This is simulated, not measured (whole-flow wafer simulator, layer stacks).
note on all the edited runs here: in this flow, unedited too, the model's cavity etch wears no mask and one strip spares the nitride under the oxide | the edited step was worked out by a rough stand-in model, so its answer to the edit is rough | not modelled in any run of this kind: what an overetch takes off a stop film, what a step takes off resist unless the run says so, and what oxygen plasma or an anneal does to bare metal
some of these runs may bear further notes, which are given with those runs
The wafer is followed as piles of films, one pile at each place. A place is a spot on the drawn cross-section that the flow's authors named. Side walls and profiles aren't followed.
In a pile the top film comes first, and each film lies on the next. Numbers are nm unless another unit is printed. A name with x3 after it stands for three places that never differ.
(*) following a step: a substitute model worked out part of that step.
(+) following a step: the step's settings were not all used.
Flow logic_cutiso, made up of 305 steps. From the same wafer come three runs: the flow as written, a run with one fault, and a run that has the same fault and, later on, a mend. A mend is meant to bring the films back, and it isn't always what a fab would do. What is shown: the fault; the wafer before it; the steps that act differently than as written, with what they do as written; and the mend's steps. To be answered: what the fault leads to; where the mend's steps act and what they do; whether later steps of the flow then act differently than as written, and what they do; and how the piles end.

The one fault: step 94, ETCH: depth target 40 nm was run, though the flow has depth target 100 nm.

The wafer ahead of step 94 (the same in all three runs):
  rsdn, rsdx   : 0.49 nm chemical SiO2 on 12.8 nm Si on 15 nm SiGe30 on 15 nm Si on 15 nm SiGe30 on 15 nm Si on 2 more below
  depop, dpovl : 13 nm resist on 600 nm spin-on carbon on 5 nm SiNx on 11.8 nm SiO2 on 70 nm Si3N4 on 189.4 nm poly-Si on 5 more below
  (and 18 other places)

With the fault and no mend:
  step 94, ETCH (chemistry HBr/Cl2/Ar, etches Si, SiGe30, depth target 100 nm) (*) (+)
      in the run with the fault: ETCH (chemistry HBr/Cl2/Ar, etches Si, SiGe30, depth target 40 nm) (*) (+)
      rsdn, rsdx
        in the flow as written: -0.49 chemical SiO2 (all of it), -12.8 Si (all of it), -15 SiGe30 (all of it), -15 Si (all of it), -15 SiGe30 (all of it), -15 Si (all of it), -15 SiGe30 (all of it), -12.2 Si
        in the run with the fault: -0.49 chemical SiO2 (all of it), -12.8 Si (all of it), -15 SiGe30 (all of it), -12.2 Si
  Later steps of the flow acting differently than as written (14 other steps are not shown; they differ only slightly, by no more than 2% or 0.5 nm, whichever is larger):
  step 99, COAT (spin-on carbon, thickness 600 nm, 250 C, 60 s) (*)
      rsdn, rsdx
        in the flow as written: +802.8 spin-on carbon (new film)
        in the run with the fault: +752.7 spin-on carbon (new film)
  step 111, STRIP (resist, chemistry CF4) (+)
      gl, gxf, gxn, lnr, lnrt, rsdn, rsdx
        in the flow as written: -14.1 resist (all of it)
        in the run with the fault: -13.5 resist (all of it)
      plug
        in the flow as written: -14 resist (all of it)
        in the run with the fault: -13.4 resist (all of it)
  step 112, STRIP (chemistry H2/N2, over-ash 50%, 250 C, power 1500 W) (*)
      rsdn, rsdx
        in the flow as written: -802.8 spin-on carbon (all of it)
        in the run with the fault: -752.7 spin-on carbon (all of it)
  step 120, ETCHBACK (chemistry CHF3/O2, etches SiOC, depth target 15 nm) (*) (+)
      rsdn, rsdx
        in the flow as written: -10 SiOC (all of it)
        in the run with the fault: -10 SiOC (all of it), -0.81 Si
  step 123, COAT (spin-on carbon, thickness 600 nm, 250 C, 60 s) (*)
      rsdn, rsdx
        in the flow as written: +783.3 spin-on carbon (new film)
        in the run with the fault: +732 spin-on carbon (new film)
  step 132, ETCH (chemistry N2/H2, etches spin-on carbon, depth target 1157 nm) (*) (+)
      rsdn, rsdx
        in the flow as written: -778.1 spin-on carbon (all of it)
        in the run with the fault: -726.7 spin-on carbon (all of it), -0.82 SiO2
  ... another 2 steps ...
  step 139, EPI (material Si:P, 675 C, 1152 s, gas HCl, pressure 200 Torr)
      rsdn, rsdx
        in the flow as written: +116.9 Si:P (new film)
        in the run with the fault: +58.9 Si:P (new film)
  At rsdn, rsdx, the piles at the end differ from the flow's by more than 2% or 0.5 nm, whichever is larger.
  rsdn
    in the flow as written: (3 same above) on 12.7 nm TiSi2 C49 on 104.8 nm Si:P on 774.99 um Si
    in the run with the fault: (3 same above) on 12.7 nm TiSi2 C49 on 46.8 nm Si:P on 15 nm SiGe30 on 15 nm Si on 15 nm SiGe30 on 775 um Si
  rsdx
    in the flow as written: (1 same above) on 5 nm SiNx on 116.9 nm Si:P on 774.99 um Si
    in the run with the fault: (1 same above) on 5 nm SiNx on 58.9 nm Si:P on 15 nm SiGe30 on 15 nm Si on 15 nm SiGe30 on 775 um Si

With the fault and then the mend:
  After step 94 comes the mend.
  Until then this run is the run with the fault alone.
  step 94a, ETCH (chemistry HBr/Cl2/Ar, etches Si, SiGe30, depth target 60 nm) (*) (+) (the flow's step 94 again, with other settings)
      rsdn, rsdx
        -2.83 Si (all of it), -15 SiGe30 (all of it), -15 Si (all of it), -15 SiGe30 (all of it), -12.2 Si
  None of the later steps of the flow acts differently than as written at any place that is followed.
  The piles end the same as the flow's at every place that both follow.
